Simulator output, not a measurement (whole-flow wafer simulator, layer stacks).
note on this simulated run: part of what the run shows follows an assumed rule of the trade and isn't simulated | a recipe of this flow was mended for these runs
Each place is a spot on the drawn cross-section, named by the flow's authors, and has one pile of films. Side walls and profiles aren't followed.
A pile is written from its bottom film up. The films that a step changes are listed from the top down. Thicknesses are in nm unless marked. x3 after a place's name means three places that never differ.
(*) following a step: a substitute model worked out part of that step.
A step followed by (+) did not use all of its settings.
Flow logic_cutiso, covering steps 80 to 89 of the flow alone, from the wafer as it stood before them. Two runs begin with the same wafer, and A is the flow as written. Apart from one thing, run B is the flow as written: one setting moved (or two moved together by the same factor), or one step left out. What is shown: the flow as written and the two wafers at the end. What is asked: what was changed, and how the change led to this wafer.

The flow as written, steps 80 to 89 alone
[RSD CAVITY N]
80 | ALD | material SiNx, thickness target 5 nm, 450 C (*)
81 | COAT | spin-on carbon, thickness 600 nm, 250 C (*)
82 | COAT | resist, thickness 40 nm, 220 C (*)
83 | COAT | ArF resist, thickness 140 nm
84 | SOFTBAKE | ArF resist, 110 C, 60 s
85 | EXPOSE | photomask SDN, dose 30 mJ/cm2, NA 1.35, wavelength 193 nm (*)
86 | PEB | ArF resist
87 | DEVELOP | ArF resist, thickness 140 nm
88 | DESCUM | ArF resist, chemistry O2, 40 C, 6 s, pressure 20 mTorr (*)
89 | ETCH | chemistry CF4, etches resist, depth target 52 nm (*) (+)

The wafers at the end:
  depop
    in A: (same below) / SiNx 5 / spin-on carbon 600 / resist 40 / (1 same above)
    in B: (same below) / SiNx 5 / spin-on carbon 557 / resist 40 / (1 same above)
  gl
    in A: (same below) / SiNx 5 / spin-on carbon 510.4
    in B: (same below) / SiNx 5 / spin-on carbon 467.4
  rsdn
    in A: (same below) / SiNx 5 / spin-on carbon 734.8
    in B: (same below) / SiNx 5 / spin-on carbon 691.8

The reason: step 81, COAT: thickness 557 nm was run, while the flow as written has thickness 600 nm.
The wafer itself shows it: depop has spin-on carbon 557, and step 81 as written asks for 600 nm.

How this came from the change, step by step:
  81 | COAT | spin-on carbon, thickness 600 nm, 250 C (*)
      depop, dpovl x3, ns: A spin-on carbon gains 600 (new film) | B spin-on carbon gains 557 (new film)
      gfld, gxf, gxn, gxp: A spin-on carbon gains 516.3 (new film) | B spin-on carbon gains 473.3 (new film)
      (also at 13 further places)
